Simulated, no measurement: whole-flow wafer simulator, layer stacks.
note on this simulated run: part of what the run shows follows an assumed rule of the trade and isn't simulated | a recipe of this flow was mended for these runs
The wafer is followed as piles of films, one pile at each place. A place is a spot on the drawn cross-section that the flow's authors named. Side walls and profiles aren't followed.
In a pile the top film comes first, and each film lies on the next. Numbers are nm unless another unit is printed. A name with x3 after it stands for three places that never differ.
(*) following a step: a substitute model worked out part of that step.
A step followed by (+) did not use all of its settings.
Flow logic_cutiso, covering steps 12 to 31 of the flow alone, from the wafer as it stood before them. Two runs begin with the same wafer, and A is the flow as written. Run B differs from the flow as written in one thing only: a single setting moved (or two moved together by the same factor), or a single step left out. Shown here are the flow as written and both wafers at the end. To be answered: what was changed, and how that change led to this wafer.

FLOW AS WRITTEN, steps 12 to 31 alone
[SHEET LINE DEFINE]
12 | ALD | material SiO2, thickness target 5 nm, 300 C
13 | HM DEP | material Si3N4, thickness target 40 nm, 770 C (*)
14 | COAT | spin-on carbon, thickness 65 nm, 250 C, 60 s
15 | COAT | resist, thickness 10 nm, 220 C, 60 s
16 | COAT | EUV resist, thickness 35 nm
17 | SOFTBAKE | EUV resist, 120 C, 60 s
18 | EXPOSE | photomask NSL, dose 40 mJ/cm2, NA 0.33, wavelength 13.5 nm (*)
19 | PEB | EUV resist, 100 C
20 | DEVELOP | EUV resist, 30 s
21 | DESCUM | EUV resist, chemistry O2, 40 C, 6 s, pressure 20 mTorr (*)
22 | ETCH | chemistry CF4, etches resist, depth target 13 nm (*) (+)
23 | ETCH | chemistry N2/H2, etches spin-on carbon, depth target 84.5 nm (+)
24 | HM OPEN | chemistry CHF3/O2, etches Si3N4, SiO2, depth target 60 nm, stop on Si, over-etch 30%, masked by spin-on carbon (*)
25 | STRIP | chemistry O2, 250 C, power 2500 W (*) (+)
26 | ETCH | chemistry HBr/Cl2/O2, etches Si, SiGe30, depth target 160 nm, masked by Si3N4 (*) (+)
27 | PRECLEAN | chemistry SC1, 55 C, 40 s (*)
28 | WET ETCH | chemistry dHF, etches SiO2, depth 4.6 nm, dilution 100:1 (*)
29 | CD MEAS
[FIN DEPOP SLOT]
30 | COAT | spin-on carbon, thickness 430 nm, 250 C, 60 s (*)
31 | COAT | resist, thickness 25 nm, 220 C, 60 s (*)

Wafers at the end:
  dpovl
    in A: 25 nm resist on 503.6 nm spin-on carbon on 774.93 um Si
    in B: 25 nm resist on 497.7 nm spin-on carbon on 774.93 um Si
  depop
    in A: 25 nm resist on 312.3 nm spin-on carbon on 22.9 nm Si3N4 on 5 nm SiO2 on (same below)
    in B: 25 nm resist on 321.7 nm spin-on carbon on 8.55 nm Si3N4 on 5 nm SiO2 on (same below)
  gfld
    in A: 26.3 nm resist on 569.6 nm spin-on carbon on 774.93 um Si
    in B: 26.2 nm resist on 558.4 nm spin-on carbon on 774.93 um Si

The reason: step 13, HM DEP: thickness target 25.6 nm was run, whereas the flow has thickness target 40 nm.

The path from the change to this, step by step:
  13 | HM DEP | material Si3N4, thickness target 40 nm, 770 C (*)
      depop, dpovl, gfld and 19 more: A +40 Si3N4 (new film) | B +25.6 Si3N4 (new film)
  24 | HM OPEN | chemistry CHF3/O2, etches Si3N4, SiO2, depth target 60 nm, stop on Si, over-etch 30%, masked by spin-on carbon (*)
      depop, gl, glp and 12 more: A -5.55 resist (all of it), -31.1 spin-on carbon | B -5.55 resist (all of it), -18.6 spin-on carbon
      dpovl, gfld, gxf, iso, isow, lnri, nsgap: A -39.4 Si3N4 (all of it), -5 SiO2 (all of it), -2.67 Si | B -25 Si3N4 (all of it), -5 SiO2 (all of it), -1.8 Si
  25 | STRIP | chemistry O2, 250 C, power 2500 W (*) (+)
      depop, gl, glp and 12 more: A -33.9 spin-on carbon (all of it) | B -46.4 spin-on carbon (all of it)
  26 | ETCH | chemistry HBr/Cl2/O2, etches Si, SiGe30, depth target 160 nm, masked by Si3N4 (*) (+)
      dpovl, gfld, gxf, iso, isow, lnri, nsgap: A -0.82 chemical SiO2 (all of it), -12 Si (all of it), -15 SiGe30 (all of it), -15 Si (all of it), -15 SiGe30 (all of it), -15 Si (all of it), -15 SiGe30 (all of it), -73 Si | B -0.82 chemical SiO2 (all of it), -12.8 Si (all of it), -15 SiGe30 (all of it), -15 Si (all of it), -15 SiGe30 (all of it), -15 Si (all of it), -15 SiGe30 (all of it), -72.1 Si
  30 | COAT | spin-on carbon, thickness 430 nm, 250 C, 60 s (*)
      depop, ns: A +312.3 spin-on carbon (new film) | B +321.7 spin-on carbon (new film)
